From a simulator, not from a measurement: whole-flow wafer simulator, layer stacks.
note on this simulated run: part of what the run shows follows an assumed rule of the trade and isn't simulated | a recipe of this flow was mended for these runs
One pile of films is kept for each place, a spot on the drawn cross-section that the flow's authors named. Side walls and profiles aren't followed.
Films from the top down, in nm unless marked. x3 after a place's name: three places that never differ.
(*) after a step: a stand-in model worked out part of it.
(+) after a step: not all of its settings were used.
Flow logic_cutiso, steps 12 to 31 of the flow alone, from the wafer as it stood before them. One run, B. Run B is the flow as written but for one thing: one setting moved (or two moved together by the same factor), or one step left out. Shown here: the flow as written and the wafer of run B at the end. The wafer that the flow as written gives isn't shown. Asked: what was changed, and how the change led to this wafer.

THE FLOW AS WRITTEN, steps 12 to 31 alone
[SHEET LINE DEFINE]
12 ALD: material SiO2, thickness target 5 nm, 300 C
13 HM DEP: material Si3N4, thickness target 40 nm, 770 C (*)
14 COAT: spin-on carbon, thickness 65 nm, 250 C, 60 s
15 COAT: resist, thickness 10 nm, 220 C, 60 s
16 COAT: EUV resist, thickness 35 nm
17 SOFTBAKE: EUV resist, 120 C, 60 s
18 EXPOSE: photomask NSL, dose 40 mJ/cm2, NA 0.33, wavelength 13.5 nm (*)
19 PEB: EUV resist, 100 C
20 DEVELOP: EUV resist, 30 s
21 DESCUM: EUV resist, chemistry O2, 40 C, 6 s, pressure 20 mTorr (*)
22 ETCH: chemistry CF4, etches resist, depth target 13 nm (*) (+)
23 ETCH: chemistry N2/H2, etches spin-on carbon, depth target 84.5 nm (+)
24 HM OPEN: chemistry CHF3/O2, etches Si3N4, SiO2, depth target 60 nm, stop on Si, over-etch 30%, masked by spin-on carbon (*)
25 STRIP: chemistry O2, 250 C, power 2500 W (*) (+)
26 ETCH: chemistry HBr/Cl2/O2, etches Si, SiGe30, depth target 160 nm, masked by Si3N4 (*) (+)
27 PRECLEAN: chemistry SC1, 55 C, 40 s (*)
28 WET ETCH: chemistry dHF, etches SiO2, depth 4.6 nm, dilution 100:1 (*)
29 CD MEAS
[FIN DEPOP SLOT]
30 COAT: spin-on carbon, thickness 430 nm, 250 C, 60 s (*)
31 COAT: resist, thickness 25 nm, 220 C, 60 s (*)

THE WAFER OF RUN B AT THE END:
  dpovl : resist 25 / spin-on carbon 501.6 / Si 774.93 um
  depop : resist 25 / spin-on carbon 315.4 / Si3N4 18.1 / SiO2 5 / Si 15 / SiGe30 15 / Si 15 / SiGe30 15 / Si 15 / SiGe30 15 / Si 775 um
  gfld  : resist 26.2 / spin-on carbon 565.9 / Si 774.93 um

The cause: step 13, HM DEP: thickness target 35.2 nm was run, where the flow has thickness target 40 nm.

How the change led to this, step by step:
  13 HM DEP: material Si3N4, thickness target 40 nm, 770 C (*)
      depop, dpovl, gfld and 19 more: Si3N4 +35.2 (new film) (as written it would be: Si3N4 +40 (new film))
  24 HM OPEN: chemistry CHF3/O2, etches Si3N4, SiO2, depth target 60 nm, stop on Si, over-etch 30%, masked by spin-on carbon (*)
      depop, gl, glp and 12 more: resist -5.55 (all of it), spin-on carbon -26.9 (as written it would be: resist -5.55 (all of it), spin-on carbon -31.1)
      dpovl, gfld, gxf, iso, isow, lnri, nsgap: Si3N4 -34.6 (all of it), SiO2 -5 (all of it), Si -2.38 (as written it would be: Si3N4 -39.4 (all of it), SiO2 -5 (all of it), Si -2.67)
  25 STRIP: chemistry O2, 250 C, power 2500 W (*) (+)
      depop, gl, glp and 12 more: spin-on carbon -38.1 (all of it) (as written it would be: spin-on carbon -33.9 (all of it))
